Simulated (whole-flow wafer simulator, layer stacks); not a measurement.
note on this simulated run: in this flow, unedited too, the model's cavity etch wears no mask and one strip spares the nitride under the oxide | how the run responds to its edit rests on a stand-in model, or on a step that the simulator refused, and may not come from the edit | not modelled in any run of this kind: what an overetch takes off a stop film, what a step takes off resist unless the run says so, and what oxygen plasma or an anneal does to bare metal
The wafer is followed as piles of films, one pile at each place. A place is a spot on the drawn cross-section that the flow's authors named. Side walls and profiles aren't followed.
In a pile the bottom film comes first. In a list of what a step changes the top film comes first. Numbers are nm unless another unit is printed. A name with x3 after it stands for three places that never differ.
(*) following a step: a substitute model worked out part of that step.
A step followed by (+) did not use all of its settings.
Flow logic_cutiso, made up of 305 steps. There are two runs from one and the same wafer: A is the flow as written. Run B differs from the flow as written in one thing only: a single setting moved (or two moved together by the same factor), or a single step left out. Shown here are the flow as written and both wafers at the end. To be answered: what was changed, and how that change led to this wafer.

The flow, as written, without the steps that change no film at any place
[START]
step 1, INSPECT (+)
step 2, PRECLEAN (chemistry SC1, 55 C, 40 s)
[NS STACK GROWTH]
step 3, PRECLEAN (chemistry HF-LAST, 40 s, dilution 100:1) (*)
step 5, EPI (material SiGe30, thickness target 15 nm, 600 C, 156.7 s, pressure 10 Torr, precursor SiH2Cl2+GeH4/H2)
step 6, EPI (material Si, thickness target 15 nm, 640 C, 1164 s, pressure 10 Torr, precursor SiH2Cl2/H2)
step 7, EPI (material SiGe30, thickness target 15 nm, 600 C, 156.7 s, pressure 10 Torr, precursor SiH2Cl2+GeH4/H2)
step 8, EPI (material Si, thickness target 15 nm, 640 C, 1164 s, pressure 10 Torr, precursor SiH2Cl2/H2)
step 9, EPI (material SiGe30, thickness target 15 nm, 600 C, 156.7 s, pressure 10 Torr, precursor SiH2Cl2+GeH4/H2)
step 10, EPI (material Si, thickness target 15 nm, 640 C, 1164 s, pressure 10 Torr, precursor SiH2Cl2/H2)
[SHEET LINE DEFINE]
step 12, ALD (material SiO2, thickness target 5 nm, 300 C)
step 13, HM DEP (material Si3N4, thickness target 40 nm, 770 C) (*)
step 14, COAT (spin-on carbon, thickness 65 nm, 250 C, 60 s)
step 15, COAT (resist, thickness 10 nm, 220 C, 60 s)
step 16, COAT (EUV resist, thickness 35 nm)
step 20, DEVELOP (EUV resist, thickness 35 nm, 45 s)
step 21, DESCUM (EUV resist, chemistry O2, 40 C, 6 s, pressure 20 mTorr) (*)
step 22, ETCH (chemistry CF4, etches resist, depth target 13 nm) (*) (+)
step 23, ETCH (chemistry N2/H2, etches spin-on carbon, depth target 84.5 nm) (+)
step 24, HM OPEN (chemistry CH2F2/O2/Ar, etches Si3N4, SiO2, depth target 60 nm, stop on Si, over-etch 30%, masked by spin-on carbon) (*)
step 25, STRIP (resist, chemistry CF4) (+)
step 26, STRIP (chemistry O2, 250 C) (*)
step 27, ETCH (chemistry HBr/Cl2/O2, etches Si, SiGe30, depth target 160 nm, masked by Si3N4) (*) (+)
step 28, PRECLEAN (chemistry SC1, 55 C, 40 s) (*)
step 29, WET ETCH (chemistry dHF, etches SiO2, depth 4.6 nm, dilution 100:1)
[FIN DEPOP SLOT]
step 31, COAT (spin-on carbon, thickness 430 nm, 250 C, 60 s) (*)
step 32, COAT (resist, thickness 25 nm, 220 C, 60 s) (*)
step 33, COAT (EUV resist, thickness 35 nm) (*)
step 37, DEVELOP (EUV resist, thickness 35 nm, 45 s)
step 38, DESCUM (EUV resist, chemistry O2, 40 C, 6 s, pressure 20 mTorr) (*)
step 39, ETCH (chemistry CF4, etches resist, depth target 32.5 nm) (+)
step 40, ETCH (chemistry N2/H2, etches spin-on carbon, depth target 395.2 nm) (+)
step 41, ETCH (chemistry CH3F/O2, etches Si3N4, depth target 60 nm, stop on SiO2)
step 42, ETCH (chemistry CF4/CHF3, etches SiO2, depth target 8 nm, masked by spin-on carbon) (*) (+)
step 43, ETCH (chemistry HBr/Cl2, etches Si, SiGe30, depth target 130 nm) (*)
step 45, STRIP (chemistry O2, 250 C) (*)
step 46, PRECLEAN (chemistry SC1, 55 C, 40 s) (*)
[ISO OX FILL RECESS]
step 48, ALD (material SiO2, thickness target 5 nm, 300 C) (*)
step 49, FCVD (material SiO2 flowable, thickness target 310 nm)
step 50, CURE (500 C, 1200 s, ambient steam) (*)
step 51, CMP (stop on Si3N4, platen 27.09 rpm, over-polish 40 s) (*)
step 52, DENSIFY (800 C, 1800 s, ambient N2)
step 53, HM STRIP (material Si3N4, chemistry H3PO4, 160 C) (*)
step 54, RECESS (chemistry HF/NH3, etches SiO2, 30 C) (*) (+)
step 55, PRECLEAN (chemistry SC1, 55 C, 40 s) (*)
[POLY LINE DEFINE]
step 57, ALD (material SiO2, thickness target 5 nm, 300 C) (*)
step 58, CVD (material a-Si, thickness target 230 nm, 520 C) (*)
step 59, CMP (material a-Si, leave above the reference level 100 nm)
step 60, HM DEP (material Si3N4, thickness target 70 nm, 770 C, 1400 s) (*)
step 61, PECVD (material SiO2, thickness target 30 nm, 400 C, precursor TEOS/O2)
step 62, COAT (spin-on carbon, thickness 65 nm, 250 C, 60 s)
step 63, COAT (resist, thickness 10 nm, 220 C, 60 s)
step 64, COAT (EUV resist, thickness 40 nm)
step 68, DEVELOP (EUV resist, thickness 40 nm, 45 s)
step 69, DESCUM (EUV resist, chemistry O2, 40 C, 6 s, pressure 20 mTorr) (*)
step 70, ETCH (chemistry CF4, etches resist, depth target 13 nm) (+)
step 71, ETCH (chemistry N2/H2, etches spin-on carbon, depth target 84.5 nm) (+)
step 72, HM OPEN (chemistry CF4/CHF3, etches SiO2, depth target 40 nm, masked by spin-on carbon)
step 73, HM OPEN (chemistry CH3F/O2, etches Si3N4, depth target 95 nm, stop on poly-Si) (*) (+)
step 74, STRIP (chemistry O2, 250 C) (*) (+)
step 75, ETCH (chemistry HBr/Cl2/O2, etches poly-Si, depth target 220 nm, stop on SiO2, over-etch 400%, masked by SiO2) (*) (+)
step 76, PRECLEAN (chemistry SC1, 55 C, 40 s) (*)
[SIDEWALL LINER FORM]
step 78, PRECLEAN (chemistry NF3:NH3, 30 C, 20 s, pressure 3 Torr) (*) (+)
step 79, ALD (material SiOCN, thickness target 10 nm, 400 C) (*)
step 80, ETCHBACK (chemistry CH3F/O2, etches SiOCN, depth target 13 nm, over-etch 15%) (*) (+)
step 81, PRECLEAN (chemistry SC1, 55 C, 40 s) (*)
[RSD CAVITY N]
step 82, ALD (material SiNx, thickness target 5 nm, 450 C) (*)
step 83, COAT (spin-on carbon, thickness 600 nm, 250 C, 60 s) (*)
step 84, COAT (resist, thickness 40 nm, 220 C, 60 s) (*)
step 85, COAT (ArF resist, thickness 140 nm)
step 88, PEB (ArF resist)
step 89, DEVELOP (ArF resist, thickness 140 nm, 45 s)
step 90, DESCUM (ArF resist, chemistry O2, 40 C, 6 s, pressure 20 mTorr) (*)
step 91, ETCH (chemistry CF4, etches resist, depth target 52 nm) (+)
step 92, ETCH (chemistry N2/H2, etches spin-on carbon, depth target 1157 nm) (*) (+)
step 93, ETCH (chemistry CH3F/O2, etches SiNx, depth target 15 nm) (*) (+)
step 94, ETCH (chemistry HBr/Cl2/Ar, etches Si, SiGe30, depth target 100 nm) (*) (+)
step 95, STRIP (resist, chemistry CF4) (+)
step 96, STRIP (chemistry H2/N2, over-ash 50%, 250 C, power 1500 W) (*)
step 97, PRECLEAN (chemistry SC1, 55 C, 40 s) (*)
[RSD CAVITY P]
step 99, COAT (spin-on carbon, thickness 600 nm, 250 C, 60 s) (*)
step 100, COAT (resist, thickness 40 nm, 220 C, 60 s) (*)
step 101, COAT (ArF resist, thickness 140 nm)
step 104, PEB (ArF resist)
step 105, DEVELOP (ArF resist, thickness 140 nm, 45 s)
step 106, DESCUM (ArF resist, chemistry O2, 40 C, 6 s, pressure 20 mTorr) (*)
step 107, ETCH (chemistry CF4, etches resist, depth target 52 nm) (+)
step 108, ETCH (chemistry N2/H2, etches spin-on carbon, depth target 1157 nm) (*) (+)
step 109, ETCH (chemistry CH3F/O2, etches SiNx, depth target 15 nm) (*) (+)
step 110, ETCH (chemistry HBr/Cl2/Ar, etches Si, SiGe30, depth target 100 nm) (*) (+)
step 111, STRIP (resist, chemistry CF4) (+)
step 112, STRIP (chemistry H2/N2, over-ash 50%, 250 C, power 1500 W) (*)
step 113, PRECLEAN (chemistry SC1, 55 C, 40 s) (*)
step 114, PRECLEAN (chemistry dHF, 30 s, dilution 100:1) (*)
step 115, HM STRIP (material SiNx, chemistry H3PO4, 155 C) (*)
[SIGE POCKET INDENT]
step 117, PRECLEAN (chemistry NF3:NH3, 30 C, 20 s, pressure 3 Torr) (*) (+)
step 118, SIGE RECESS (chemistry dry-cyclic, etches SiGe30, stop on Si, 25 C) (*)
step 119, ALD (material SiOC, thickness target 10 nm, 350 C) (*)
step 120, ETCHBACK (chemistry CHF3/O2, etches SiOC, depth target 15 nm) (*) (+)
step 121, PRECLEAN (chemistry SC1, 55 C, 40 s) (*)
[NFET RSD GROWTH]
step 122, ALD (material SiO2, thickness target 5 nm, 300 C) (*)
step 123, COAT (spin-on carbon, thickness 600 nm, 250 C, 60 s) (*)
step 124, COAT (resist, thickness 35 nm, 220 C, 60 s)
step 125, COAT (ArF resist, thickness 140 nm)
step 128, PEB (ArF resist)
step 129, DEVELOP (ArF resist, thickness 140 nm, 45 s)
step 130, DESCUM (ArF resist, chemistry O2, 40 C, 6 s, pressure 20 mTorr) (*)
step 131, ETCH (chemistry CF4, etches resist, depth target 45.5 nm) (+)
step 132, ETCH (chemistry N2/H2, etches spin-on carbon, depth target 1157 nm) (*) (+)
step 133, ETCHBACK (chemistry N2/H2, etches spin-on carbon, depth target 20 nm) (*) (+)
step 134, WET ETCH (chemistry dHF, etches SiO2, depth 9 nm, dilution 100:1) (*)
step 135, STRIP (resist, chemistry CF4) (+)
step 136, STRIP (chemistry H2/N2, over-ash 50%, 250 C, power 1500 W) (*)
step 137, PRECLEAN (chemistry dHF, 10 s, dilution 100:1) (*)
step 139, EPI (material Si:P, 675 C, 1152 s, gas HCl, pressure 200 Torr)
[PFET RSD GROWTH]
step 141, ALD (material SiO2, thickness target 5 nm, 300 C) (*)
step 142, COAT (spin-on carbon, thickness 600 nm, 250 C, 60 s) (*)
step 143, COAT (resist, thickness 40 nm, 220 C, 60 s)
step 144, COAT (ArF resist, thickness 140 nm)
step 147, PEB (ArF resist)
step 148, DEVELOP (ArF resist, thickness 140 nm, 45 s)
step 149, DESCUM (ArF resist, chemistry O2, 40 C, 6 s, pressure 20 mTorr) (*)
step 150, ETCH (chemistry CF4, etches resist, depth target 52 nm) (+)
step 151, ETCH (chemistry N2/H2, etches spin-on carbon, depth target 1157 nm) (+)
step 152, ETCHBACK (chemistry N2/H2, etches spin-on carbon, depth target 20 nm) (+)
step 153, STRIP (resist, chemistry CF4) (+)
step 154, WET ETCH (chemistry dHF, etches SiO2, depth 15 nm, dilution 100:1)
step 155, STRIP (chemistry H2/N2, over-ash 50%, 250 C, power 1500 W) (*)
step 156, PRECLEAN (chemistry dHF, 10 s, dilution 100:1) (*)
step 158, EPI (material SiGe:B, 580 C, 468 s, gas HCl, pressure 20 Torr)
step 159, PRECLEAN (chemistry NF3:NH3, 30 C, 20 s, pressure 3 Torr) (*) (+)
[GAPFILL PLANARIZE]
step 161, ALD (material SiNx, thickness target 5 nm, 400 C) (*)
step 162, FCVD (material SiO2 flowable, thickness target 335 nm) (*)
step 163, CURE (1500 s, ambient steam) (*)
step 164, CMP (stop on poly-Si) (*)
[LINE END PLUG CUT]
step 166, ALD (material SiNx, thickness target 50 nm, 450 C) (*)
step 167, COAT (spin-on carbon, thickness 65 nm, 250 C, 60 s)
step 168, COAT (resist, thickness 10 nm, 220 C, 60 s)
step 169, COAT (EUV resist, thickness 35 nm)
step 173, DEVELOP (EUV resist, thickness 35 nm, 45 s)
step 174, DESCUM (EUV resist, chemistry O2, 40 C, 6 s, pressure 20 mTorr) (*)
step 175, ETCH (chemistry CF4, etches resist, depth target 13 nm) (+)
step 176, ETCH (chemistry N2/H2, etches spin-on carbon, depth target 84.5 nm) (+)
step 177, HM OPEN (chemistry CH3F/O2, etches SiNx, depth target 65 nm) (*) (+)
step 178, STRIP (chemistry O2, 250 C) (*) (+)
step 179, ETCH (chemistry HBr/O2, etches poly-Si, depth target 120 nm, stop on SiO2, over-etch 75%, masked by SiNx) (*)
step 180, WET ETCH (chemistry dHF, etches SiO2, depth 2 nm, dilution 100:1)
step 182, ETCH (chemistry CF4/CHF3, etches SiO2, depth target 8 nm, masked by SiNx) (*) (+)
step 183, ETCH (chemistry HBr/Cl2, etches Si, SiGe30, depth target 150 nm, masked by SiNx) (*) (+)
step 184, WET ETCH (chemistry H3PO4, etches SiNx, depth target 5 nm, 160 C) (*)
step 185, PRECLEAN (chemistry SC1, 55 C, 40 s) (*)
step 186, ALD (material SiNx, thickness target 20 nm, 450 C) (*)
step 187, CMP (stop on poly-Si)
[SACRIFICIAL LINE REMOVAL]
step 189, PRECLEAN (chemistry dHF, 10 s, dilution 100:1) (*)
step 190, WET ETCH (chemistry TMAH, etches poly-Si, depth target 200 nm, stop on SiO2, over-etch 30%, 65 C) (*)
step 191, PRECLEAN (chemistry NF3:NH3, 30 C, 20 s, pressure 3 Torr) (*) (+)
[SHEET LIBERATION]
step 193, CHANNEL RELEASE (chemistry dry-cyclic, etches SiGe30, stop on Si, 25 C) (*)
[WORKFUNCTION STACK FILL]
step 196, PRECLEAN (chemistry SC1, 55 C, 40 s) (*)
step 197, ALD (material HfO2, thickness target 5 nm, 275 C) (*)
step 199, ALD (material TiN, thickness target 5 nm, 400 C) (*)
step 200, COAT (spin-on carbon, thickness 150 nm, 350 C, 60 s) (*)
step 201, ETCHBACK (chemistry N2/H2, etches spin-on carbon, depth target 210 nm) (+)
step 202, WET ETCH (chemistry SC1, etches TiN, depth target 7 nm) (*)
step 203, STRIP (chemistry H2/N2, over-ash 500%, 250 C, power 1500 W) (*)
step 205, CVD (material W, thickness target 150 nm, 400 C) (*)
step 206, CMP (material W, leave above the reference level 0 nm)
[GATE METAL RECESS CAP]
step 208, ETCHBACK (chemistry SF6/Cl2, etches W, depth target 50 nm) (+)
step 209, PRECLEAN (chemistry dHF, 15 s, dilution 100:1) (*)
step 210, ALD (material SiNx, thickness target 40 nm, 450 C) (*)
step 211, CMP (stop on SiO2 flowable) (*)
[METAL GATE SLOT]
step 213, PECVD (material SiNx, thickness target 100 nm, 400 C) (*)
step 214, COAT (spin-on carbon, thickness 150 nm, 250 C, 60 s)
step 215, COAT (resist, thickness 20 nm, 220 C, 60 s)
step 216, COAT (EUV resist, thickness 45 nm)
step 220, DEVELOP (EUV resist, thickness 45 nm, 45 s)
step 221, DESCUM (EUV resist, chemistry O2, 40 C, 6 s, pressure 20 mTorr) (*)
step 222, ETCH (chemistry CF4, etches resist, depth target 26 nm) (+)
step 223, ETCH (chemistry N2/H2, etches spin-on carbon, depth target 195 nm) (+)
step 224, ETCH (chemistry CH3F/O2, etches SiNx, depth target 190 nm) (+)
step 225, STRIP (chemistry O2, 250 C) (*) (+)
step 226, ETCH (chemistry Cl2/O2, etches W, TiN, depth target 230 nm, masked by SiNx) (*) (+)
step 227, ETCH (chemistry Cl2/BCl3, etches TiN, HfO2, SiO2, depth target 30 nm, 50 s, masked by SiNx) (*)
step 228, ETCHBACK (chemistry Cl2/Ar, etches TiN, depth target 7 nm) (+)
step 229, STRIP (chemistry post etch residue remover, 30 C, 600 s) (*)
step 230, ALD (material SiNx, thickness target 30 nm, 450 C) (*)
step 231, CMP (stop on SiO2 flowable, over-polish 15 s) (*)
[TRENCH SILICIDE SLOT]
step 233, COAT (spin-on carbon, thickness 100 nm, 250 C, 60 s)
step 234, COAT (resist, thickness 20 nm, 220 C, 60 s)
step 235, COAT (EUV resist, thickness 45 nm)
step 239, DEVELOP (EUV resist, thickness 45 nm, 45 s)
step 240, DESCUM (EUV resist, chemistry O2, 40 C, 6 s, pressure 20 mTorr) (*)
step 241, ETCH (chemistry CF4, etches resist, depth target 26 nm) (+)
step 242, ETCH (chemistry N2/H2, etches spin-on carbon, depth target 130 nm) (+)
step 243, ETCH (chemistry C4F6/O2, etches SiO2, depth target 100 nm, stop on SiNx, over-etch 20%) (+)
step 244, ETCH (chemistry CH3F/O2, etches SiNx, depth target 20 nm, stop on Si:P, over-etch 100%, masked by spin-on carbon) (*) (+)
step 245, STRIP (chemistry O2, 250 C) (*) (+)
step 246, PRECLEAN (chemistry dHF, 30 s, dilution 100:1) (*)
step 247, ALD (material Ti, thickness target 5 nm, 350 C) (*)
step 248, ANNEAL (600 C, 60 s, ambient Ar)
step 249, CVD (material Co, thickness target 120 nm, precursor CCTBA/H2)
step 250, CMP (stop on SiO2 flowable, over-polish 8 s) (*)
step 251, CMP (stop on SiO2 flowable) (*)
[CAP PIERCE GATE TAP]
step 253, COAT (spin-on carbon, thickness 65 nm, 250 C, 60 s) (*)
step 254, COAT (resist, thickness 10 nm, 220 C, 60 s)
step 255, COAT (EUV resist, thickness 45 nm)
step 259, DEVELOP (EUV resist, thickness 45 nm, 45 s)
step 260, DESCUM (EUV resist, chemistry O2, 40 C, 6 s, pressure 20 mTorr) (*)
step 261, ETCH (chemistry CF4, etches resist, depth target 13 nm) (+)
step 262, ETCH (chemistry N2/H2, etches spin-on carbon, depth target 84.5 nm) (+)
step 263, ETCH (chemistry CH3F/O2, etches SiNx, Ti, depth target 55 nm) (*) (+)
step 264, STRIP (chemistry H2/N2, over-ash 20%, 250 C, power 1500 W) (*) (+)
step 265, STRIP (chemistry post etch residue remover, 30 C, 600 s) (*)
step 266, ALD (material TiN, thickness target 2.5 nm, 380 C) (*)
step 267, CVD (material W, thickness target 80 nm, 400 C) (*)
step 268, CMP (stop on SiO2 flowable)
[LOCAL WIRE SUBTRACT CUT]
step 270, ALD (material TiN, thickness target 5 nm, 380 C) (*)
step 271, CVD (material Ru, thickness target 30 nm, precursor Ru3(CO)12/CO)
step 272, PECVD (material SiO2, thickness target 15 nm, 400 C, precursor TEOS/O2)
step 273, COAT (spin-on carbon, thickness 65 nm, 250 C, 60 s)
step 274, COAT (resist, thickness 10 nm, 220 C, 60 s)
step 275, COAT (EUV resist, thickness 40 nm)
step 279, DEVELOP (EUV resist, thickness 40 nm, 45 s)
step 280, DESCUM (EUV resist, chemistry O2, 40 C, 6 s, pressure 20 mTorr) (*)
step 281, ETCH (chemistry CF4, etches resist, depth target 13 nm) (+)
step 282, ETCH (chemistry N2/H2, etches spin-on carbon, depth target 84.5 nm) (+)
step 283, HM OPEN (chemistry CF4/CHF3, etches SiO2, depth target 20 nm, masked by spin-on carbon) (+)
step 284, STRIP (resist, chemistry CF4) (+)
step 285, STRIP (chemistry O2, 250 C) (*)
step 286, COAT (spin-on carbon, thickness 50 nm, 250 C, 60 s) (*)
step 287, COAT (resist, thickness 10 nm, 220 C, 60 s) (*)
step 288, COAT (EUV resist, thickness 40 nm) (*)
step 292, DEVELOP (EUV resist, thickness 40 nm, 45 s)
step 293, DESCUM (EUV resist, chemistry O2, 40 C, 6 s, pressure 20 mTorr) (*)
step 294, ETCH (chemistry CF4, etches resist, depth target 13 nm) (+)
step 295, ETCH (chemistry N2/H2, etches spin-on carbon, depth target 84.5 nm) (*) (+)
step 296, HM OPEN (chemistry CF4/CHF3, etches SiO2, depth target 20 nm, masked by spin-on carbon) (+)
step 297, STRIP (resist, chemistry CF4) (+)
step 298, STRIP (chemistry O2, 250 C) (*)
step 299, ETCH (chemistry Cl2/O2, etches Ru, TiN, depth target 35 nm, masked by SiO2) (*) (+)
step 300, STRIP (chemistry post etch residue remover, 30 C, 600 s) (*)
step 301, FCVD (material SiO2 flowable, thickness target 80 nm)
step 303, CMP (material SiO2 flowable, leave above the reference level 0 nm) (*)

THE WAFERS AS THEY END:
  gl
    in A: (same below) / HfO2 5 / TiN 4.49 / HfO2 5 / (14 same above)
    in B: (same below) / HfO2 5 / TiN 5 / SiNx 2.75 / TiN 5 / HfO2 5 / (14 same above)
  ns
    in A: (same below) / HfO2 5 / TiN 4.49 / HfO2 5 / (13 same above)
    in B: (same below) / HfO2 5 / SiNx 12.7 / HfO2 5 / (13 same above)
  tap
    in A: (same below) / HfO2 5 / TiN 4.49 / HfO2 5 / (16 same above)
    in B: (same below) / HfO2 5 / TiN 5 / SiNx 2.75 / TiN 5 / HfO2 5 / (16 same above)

The reason: step 7, EPI: thickness target 23.2 nm was run, while the flow as written has thickness target 15 nm; step 7, EPI: 242.9 s was run, where the flow has 156.7 s.

The path from the change to this, step by step:
  step 7, EPI (material SiGe30, thickness target 15 nm, 600 C, 156.7 s, pressure 10 Torr, precursor SiH2Cl2+GeH4/H2)
      depop, dpovl, gfld and 19 more: A +15 SiGe30 (new film) | B +23.3 SiGe30 (new film)
  step 27, ETCH (chemistry HBr/Cl2/O2, etches Si, SiGe30, depth target 160 nm, masked by Si3N4) (*) (+)
      gfld, gxf, iso, lnri: A -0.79 chemical SiO2 (all of it), -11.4 Si (all of it), -15 SiGe30 (all of it), -15 Si (all of it), -15 SiGe30 (all of it), -15 Si (all of it), -15 SiGe30 (all of it), -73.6 Si | B -0.79 chemical SiO2 (all of it), -11.4 Si (all of it), -15 SiGe30 (all of it), -15 Si (all of it), -23.3 SiGe30 (all of it), -15 Si (all of it), -15 SiGe30 (all of it), -65.4 Si
      dpovl, nsgap: A -0.79 chemical SiO2 (all of it), -11.8 Si (all of it), -15 SiGe30 (all of it), -15 Si (all of it), -15 SiGe30 (all of it), -15 Si (all of it), -15 SiGe30 (all of it), -73.2 Si | B -0.79 chemical SiO2 (all of it), -11.8 Si (all of it), -15 SiGe30 (all of it), -15 Si (all of it), -23.3 SiGe30 (all of it), -15 Si (all of it), -15 SiGe30 (all of it), -65 Si
      (also at 1 further place)
  step 43, ETCH (chemistry HBr/Cl2, etches Si, SiGe30, depth target 130 nm) (*)
      depop: A -14 Si (all of it), -15 SiGe30 (all of it), -15 Si (all of it), -15 SiGe30 (all of it), -15 Si (all of it), -15 SiGe30 (all of it), -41 Si | B -14 Si (all of it), -15 SiGe30 (all of it), -15 Si (all of it), -23.3 SiGe30 (all of it), -15 Si (all of it), -15 SiGe30 (all of it), -32.7 Si
  step 94, ETCH (chemistry HBr/Cl2/Ar, etches Si, SiGe30, depth target 100 nm) (*) (+)
      rsdn, rsdx: A -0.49 chemical SiO2 (all of it), -12.8 Si (all of it), -15 SiGe30 (all of it), -15 Si (all of it), -15 SiGe30 (all of it), -15 Si (all of it), -15 SiGe30 (all of it), -12.2 Si | B -0.49 chemical SiO2 (all of it), -12.8 Si (all of it), -15 SiGe30 (all of it), -15 Si (all of it), -23.3 SiGe30 (all of it), -15 Si (all of it), -15 SiGe30 (all of it), -3.91 Si
  step 110, ETCH (chemistry HBr/Cl2/Ar, etches Si, SiGe30, depth target 100 nm) (*) (+)
      rsdp, rsdw: A -0.49 chemical SiO2 (all of it), -12.8 Si (all of it), -15 SiGe30 (all of it), -15 Si (all of it), -15 SiGe30 (all of it), -15 Si (all of it), -15 SiGe30 (all of it), -12.2 Si | B -0.49 chemical SiO2 (all of it), -12.8 Si (all of it), -15 SiGe30 (all of it), -15 Si (all of it), -23.3 SiGe30 (all of it), -15 Si (all of it), -15 SiGe30 (all of it), -3.91 Si
  step 118, SIGE RECESS (chemistry dry-cyclic, etches SiGe30, stop on Si, 25 C) (*)
      lnr, lnrp, lnrt: A -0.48 SiOCN, -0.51 Si, +16 cavity (new film), -15 SiGe30 (all of it), -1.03 Si, +16 cavity (new film), -15 SiGe30 (all of it), -1.03 Si, +16 cavity (new film), -15 SiGe30 (all of it), -0.51 Si | B -0.48 SiOCN, -0.51 Si, +16 cavity (new film), -15 SiGe30 (all of it), -1.03 Si, +24.3 cavity (new film), -23.3 SiGe30 (all of it), -1.03 Si, +16 cavity (new film), -15 SiGe30 (all of it), -0.51 Si
  step 119, ALD (material SiOC, thickness target 10 nm, 350 C) (*)
      lnr, lnrp, lnrt: A +10 SiOC (new film), +16 SiOC (new film), -16 cavity (all of it), +16 SiOC (new film), -16 cavity (all of it), +16 SiOC (new film), -16 cavity (all of it) | B +10 SiOC (new film), +16 SiOC (new film), -16 cavity (all of it), +24.3 SiOC (new film), -24.3 cavity (all of it), +16 SiOC (new film), -16 cavity (all of it)
  step 183, ETCH (chemistry HBr/Cl2, etches Si, SiGe30, depth target 150 nm, masked by SiNx) (*) (+)
      plug: A -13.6 Si (all of it), -15 SiGe30 (all of it), -15 Si (all of it), -15 SiGe30 (all of it), -15 Si (all of it), -15 SiGe30 (all of it), -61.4 Si | B -13.6 Si (all of it), -15 SiGe30 (all of it), -15 Si (all of it), -23.3 SiGe30 (all of it), -15 Si (all of it), -15 SiGe30 (all of it), -53.2 Si
  step 193, CHANNEL RELEASE (chemistry dry-cyclic, etches SiGe30, stop on Si, 25 C) (*)
      gl, glp, gxn, gxp, ns, tap: A +0.8 chemical SiO2 (new film), -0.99 Si, +0.8 chemical SiO2 (new film), +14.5 cavity (new film), +0.8 chemical SiO2 (new film), -15 SiGe30 (all of it), -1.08 Si, +0.8 chemical SiO2 (new film), +14.5 cavity (new film), +0.8 chemical SiO2 (new film), -15 SiGe30 (all of it), -1.08 Si, +0.8 chemical SiO2 (new film), +14.5 cavity (new film), +0.8 chemical SiO2 (new film), -15 SiGe30 (all of it), -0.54 Si | B +0.8 chemical SiO2 (new film), -0.99 Si, +0.8 chemical SiO2 (new film), +14.5 cavity (new film), +0.8 chemical SiO2 (new film), -15 SiGe30 (all of it), -1.08 Si, +0.8 chemical SiO2 (new film), +22.7 cavity (new film), +0.8 chemical SiO2 (new film), -23.3 SiGe30 (all of it), -1.08 Si, +0.8 chemical SiO2 (new film), +14.5 cavity (new film), +0.8 chemical SiO2 (new film), -15 SiGe30 (all of it), -0.54 Si
  step 199, ALD (material TiN, thickness target 5 nm, 400 C) (*)
      gl, glp, tap: A +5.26 TiN (new film), +4.49 TiN (new film), -4.49 cavity (all of it), +4.49 TiN (new film), -4.49 cavity (all of it), +4.49 TiN (new film), -4.49 cavity (all of it) | B +5.26 TiN (new film), +4.49 TiN (new film), -4.49 cavity (all of it), +5 TiN (new film), -10 cavity, +5 TiN (new film), +4.49 TiN (new film), -4.49 cavity (all of it)
      gxn, gxp, ns: A +5 TiN (new film), +4.49 TiN (new film), -4.49 cavity (all of it), +4.49 TiN (new film), -4.49 cavity (all of it), +4.49 TiN (new film), -4.49 cavity (all of it) | B +5 TiN (new film), +4.49 TiN (new film), -4.49 cavity (all of it), +5 TiN (new film), -10 cavity, +5 TiN (new film), +4.49 TiN (new film), -4.49 cavity (all of it)
  step 202, WET ETCH (chemistry SC1, etches TiN, depth target 7 nm) (*)
      ns: A -5 TiN (all of it) | B -5 TiN (all of it), -5 TiN (all of it), +10 cavity, -5 TiN (all of it)
  step 210, ALD (material SiNx, thickness target 40 nm, 450 C) (*)
      gl, glp, gxn, gxp, tap: A +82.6 SiNx (new film) | B +82.6 SiNx (new film), +2.75 SiNx (new film), -2.75 cavity (all of it)
      ns: A +40 SiNx (new film) | B +40 SiNx (new film), +12.7 SiNx (new film), -12.7 cavity (all of it)
Taking metal films that touch as one body, gl has 5 bodies (between them, from the top down: HfO2 5 / chemical SiO2 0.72 / Si 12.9 / chemical SiO2 0.8 / HfO2 5; HfO2 5 / chemical SiO2 0.8 / Si 13.9 / chemical SiO2 0.8 / HfO2 5; SiNx 2.75; HfO2 5 / chemical SiO2 0.8 / Si 13.9 / chemical SiO2 0.8 / HfO2 5); the flow as written gives 4 bodies (between them, from the top down: HfO2 5 / chemical SiO2 0.72 / Si 12.9 / chemical SiO2 0.8 / HfO2 5; HfO2 5 / chemical SiO2 0.8 / Si 13.9 / chemical SiO2 0.8 / HfO2 5; HfO2 5 / chemical SiO2 0.8 / Si 13.9 / chemical SiO2 0.8 / HfO2 5).
Taking metal films that touch as one body, ns has 3 bodies (between them, from the top down: HfO2 5 / chemical SiO2 0.72 / Si 12.9 / chemical SiO2 0.8 / HfO2 5; HfO2 5 / chemical SiO2 0.8 / Si 13.9 / chemical SiO2 0.8 / HfO2 5 / SiNx 12.7 / HfO2 5 / chemical SiO2 0.8 / Si 13.9 / chemical SiO2 0.8 / HfO2 5); the flow as written gives 4 bodies (between them, from the top down: HfO2 5 / chemical SiO2 0.72 / Si 12.9 / chemical SiO2 0.8 / HfO2 5; HfO2 5 / chemical SiO2 0.8 / Si 13.9 / chemical SiO2 0.8 / HfO2 5; HfO2 5 / chemical SiO2 0.8 / Si 13.9 / chemical SiO2 0.8 / HfO2 5).
Taking metal films that touch as one body, tap has 5 bodies (between them, from the top down: HfO2 5 / chemical SiO2 0.72 / Si 12.9 / chemical SiO2 0.8 / HfO2 5; HfO2 5 / chemical SiO2 0.8 / Si 13.9 / chemical SiO2 0.8 / HfO2 5; SiNx 2.75; HfO2 5 / chemical SiO2 0.8 / Si 13.9 / chemical SiO2 0.8 / HfO2 5); the flow as written gives 4 bodies (between them, from the top down: HfO2 5 / chemical SiO2 0.72 / Si 12.9 / chemical SiO2 0.8 / HfO2 5; HfO2 5 / chemical SiO2 0.8 / Si 13.9 / chemical SiO2 0.8 / HfO2 5; HfO2 5 / chemical SiO2 0.8 / Si 13.9 / chemical SiO2 0.8 / HfO2 5).
